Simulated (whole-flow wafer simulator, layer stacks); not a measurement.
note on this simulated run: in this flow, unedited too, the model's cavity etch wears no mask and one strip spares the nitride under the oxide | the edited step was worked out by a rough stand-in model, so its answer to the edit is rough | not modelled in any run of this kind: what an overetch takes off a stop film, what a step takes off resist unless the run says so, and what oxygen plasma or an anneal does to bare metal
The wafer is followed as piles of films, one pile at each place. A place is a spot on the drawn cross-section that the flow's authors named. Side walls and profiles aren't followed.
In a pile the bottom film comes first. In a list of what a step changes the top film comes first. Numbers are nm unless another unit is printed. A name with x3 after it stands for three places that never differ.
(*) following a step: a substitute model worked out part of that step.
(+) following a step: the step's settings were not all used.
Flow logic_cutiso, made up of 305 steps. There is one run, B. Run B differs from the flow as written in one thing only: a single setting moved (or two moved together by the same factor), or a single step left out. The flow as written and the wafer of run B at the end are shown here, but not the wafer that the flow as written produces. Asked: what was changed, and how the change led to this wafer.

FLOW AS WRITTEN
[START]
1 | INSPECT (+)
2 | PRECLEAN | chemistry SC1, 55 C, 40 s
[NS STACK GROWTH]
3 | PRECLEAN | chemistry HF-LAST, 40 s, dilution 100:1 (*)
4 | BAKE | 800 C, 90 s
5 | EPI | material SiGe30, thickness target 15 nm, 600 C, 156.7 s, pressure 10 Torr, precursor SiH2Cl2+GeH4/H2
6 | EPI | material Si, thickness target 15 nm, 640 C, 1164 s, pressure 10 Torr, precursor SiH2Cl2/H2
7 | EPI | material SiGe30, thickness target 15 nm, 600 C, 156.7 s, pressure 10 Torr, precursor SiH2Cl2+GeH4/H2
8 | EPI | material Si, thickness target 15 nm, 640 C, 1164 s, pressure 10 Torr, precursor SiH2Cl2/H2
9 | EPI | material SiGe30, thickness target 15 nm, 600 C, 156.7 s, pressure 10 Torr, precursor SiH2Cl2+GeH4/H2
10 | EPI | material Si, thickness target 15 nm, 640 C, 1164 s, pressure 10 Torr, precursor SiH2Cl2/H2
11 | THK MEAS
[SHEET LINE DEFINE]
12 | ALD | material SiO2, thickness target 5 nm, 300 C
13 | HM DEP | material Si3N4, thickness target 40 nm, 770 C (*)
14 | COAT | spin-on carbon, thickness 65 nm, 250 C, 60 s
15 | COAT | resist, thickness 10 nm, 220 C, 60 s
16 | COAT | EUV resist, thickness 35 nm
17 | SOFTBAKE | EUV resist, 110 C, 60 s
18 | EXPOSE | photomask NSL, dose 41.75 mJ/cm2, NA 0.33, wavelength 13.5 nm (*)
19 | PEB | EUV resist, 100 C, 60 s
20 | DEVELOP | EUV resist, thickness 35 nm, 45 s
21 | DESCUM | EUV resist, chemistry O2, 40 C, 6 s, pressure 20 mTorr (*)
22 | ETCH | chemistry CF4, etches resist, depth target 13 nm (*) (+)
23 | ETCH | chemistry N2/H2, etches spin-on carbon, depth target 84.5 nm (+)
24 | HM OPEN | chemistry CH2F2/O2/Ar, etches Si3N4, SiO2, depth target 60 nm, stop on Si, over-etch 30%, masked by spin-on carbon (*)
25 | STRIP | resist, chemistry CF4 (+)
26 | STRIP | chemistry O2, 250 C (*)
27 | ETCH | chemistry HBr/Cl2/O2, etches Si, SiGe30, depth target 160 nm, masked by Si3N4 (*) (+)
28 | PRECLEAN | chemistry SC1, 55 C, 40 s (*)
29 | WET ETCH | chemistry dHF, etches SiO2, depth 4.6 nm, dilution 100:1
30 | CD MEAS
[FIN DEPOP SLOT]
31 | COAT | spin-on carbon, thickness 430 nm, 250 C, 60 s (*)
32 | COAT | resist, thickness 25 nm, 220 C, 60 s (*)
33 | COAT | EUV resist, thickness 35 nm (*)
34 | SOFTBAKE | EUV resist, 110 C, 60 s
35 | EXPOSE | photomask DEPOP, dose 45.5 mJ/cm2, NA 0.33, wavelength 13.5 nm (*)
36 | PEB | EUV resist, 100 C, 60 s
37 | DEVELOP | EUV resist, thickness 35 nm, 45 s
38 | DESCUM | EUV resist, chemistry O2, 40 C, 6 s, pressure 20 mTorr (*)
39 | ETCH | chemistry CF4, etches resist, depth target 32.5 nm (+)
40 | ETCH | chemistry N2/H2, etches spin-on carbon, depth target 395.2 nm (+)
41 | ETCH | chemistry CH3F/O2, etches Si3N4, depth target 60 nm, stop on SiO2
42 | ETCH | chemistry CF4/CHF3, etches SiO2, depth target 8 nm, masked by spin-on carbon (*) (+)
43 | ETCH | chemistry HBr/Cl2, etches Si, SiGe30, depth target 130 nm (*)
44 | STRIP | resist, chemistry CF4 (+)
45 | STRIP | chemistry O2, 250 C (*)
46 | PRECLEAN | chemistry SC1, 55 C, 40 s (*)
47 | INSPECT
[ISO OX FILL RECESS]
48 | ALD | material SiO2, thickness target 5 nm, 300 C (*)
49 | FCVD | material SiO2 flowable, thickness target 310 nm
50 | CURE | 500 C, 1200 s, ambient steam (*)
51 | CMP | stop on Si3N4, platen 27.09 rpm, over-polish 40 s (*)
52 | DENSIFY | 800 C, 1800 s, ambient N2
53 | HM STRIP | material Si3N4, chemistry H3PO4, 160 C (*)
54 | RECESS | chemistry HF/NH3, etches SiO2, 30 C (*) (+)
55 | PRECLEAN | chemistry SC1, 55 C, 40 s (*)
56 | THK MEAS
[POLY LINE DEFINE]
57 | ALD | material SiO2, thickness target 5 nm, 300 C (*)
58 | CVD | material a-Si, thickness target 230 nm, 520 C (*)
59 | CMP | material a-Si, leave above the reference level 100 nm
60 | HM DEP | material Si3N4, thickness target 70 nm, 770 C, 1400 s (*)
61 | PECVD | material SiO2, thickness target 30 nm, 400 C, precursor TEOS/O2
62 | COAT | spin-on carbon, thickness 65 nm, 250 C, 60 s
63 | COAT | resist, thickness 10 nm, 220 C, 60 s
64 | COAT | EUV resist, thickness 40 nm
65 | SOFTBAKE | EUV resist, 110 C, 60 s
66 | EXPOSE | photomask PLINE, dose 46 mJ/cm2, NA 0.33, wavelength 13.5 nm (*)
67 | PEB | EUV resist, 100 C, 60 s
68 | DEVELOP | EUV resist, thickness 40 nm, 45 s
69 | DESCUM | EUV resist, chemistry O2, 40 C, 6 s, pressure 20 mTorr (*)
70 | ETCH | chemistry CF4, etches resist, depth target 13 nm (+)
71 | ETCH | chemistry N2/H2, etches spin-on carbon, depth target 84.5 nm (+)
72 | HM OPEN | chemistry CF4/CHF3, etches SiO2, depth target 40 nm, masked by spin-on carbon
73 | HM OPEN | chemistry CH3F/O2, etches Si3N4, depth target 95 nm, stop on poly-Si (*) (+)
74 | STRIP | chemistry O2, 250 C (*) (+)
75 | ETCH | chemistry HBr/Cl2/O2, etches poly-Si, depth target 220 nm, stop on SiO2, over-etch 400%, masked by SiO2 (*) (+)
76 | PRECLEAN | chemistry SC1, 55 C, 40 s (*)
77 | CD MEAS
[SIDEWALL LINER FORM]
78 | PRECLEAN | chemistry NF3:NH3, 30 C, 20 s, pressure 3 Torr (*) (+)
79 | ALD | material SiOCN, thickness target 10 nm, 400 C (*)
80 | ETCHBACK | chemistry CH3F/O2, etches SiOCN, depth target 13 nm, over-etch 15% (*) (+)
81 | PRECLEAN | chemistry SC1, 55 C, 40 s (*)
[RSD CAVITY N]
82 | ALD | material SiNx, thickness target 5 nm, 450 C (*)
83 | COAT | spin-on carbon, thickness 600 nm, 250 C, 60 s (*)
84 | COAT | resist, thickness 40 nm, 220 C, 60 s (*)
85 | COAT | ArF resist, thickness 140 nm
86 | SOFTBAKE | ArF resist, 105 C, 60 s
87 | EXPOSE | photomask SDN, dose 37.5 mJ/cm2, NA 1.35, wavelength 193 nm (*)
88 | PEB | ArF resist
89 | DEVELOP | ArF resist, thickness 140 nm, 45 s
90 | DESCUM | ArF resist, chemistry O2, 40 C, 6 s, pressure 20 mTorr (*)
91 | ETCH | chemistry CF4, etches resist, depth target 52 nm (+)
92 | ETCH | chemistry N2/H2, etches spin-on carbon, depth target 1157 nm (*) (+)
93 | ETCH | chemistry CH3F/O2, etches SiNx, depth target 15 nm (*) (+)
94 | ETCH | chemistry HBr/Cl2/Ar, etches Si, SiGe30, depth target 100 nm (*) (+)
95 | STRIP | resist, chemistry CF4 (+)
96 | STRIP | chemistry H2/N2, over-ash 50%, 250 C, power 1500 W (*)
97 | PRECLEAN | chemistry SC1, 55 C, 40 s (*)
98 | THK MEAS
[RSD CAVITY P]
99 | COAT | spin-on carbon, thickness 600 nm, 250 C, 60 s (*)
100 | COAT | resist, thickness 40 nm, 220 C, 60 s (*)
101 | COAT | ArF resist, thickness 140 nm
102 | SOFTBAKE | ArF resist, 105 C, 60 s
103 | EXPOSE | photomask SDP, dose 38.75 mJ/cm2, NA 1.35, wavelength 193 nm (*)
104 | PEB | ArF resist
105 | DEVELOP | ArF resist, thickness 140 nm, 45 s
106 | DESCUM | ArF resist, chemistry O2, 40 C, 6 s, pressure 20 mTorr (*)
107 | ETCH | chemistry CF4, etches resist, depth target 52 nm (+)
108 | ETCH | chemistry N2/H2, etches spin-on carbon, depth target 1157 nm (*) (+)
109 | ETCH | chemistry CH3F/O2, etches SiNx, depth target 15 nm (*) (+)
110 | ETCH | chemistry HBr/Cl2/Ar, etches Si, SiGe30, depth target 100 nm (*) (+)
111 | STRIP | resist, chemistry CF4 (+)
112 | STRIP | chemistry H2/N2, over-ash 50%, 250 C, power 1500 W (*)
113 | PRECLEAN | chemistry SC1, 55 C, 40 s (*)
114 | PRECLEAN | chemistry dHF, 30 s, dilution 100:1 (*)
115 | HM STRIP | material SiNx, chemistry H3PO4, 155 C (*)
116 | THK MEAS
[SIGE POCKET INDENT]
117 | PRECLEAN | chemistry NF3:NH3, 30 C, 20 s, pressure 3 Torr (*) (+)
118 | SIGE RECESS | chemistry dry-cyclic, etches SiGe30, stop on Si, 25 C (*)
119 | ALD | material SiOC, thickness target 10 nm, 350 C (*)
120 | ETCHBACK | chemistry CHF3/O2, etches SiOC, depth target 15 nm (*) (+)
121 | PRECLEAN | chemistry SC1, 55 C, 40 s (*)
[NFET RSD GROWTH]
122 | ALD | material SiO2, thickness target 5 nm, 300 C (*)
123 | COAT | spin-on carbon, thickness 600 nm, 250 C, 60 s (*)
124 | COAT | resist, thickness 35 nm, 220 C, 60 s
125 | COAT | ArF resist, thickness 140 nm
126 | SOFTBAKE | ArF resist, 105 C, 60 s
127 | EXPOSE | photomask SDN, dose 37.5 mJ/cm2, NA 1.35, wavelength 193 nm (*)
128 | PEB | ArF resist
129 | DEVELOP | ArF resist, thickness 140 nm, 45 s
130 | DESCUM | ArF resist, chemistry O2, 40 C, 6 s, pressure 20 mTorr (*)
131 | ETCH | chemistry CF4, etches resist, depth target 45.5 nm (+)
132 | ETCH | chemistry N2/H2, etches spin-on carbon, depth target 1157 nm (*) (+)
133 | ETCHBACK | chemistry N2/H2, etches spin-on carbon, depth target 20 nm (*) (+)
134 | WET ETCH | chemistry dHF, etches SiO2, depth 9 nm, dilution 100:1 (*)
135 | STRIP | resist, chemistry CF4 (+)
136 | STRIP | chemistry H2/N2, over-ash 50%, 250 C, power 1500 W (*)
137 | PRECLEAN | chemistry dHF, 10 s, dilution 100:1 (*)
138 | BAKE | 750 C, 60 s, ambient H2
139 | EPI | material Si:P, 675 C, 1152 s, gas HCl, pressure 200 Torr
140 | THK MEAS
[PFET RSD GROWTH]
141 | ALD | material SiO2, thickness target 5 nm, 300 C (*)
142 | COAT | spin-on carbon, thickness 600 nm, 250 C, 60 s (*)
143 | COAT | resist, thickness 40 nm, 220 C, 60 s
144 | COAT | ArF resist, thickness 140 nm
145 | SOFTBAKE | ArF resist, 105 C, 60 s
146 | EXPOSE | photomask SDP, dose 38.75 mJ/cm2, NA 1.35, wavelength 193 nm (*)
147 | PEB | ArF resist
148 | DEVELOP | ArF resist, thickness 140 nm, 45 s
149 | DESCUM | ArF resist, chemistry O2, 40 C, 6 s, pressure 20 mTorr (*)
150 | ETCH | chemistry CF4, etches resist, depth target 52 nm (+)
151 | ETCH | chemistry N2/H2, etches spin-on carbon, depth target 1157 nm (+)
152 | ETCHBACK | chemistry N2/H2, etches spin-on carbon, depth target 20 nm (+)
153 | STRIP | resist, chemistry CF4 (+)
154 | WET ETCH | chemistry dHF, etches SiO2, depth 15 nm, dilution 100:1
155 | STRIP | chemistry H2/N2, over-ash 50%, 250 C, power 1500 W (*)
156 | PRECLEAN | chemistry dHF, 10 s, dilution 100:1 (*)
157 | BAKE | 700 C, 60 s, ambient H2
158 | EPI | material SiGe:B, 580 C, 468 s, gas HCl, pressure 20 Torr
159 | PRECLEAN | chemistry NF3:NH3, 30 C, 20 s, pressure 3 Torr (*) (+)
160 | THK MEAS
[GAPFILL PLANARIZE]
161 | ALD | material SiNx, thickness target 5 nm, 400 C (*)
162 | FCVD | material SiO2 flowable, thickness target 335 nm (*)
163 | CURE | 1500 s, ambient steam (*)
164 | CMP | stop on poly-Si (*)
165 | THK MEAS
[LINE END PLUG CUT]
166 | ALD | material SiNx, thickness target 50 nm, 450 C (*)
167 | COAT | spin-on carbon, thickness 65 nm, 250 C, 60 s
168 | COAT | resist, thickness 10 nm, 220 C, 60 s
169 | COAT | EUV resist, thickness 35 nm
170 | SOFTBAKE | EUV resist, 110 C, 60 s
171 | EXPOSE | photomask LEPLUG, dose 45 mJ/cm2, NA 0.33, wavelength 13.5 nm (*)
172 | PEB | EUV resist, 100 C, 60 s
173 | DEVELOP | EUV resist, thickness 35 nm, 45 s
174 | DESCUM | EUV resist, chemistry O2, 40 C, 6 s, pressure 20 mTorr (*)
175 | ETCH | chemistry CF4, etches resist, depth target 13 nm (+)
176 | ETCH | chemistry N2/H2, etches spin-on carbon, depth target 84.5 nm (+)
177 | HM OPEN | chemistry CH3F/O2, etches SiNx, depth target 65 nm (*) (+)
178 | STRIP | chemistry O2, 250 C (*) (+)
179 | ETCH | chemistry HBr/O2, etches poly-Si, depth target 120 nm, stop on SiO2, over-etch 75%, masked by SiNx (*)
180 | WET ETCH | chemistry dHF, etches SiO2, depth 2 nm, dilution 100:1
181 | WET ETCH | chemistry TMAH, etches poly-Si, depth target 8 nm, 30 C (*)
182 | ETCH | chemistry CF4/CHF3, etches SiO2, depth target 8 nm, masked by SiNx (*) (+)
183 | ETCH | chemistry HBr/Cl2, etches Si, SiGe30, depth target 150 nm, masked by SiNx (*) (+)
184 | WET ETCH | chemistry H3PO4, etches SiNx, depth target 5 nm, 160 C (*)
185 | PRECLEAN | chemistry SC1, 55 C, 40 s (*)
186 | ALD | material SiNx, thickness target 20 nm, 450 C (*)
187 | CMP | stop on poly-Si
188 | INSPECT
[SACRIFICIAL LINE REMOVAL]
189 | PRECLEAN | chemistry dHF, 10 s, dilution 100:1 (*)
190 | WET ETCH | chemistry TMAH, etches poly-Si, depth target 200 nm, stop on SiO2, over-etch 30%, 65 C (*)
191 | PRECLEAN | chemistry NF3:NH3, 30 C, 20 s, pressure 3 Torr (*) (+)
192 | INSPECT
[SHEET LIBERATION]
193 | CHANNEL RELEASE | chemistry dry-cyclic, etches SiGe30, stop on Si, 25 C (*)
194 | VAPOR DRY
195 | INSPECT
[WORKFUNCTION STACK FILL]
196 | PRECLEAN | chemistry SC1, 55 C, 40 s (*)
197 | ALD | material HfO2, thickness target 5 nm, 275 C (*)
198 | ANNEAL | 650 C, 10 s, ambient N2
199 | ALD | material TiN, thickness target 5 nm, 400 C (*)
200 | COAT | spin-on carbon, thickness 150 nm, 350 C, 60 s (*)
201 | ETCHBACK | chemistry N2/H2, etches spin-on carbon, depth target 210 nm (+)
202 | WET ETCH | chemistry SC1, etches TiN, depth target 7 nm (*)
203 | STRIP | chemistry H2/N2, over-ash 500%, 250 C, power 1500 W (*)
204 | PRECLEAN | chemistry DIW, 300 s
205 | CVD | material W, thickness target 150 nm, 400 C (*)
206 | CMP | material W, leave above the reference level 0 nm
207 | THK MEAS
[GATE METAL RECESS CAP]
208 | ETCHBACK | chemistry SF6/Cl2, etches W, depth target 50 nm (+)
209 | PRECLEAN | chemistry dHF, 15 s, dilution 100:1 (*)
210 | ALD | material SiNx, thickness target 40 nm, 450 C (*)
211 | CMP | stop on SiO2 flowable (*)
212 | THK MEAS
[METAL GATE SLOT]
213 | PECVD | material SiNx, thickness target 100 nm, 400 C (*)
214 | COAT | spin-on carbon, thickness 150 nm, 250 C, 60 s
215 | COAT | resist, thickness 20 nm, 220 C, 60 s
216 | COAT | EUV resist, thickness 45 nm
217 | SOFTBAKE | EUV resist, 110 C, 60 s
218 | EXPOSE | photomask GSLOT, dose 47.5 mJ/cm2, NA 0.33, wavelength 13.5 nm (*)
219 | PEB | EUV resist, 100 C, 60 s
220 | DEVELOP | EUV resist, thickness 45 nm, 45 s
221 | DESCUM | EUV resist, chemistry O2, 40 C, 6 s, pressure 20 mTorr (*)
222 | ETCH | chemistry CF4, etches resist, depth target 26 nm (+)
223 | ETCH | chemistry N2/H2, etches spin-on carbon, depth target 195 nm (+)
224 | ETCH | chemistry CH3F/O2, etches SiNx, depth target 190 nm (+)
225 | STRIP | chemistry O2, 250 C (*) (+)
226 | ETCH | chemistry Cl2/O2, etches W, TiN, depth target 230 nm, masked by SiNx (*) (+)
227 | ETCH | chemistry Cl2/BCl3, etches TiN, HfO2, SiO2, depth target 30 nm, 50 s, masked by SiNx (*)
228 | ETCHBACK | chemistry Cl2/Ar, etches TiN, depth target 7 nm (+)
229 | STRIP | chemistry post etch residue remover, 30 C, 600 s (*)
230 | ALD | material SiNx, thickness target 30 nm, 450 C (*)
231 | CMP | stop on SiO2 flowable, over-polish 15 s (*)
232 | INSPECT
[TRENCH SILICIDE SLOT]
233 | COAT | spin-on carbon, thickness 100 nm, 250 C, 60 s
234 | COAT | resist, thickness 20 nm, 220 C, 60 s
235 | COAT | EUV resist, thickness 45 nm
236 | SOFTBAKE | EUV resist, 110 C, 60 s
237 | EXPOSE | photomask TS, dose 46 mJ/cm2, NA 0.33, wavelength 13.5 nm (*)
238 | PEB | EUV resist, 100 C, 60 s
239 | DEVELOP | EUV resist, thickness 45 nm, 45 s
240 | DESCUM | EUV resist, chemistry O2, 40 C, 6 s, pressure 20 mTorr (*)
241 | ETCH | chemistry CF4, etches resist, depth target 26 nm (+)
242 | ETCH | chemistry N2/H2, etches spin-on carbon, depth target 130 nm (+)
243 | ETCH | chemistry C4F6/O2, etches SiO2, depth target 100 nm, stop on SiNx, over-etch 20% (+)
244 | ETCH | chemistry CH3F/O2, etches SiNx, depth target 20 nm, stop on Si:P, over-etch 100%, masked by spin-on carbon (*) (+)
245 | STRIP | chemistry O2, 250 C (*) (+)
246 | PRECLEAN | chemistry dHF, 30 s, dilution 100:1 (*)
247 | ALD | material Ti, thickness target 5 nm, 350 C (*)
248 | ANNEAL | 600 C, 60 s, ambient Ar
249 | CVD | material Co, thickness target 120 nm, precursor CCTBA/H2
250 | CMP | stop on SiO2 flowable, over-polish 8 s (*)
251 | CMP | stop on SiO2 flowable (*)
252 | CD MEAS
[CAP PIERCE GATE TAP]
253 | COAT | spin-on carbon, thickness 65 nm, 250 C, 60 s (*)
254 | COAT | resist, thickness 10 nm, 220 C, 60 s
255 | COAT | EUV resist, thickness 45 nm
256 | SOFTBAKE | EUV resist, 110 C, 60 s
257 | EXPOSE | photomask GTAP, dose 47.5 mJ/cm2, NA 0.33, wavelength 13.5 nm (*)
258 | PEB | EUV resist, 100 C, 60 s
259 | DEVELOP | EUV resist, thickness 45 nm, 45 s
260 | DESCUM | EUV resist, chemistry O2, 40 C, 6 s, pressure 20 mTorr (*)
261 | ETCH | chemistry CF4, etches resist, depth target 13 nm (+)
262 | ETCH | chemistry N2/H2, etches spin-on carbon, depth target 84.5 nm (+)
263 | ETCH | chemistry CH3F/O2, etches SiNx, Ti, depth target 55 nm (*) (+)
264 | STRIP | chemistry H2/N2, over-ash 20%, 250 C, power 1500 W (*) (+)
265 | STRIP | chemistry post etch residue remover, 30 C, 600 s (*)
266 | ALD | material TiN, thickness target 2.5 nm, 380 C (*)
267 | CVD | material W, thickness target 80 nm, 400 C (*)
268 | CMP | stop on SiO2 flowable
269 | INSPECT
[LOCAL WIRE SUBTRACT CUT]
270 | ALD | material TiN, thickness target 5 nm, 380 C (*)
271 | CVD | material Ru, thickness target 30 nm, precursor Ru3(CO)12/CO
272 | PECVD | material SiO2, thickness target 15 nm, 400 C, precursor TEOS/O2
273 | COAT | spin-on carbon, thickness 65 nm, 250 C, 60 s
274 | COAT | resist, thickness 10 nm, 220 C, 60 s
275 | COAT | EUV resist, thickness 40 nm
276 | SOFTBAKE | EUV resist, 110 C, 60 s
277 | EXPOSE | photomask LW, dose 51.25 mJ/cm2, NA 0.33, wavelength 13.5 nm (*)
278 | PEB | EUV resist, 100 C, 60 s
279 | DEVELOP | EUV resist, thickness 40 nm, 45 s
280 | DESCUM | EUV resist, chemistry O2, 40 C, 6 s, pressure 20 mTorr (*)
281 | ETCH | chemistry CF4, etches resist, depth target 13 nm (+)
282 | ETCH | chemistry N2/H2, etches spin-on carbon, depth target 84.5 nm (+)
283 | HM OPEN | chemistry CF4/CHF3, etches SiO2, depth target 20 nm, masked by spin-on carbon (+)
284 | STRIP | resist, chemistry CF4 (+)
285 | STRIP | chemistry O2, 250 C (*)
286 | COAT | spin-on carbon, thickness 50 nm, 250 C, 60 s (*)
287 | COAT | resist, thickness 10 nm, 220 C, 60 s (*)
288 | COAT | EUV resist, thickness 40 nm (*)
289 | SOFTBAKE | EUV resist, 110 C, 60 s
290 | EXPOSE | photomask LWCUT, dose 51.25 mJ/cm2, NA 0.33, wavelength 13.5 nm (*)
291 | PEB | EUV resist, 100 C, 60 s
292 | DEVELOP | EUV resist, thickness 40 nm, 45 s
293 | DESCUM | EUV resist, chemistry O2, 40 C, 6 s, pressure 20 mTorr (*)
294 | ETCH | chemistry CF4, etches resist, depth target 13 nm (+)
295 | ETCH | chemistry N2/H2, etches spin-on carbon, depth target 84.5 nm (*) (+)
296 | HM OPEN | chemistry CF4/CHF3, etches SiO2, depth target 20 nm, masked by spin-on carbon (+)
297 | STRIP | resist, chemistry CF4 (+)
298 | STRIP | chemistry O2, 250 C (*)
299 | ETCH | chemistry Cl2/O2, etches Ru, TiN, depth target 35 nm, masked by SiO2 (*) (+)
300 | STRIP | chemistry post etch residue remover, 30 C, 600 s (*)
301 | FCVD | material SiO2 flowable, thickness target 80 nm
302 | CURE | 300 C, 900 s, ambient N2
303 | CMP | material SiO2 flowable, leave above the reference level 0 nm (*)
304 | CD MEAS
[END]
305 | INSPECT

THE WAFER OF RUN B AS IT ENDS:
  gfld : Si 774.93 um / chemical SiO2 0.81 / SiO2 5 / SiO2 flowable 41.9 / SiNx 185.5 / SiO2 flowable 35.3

The reason: step 227, ETCH: depth target 27 nm was run, though the flow has depth target 30 nm; step 227, ETCH: 45 s was run, where the flow has 50 s.

Step by step, how the change led to this:
  227 | ETCH | chemistry Cl2/BCl3, etches TiN, HfO2, SiO2, depth target 30 nm, 50 s, masked by SiNx (*)
      depop, dpovl, gl and 18 more: SiNx loses 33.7 (in the flow as written it would be: SiNx loses 37.4)
      gfld: HfO2 loses 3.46 (all of it), SiO2 flowable loses 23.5 (in the flow as written it would be: HfO2 loses 3.46 (all of it), SiO2 flowable loses 26.5)
  231 | CMP | stop on SiO2 flowable, over-polish 15 s (*)
      depop, dpovl, gfld and 10 more: SiNx loses 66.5 (in the flow as written it would be: SiNx loses 62.7)
      lnr, lnri, lnrp, lnrt: SiNx loses 64.7 (all of it), SiOCN loses 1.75 (in the flow as written it would be: SiNx loses 61 (all of it), SiOCN loses 1.75)
      (also at 5 further places)
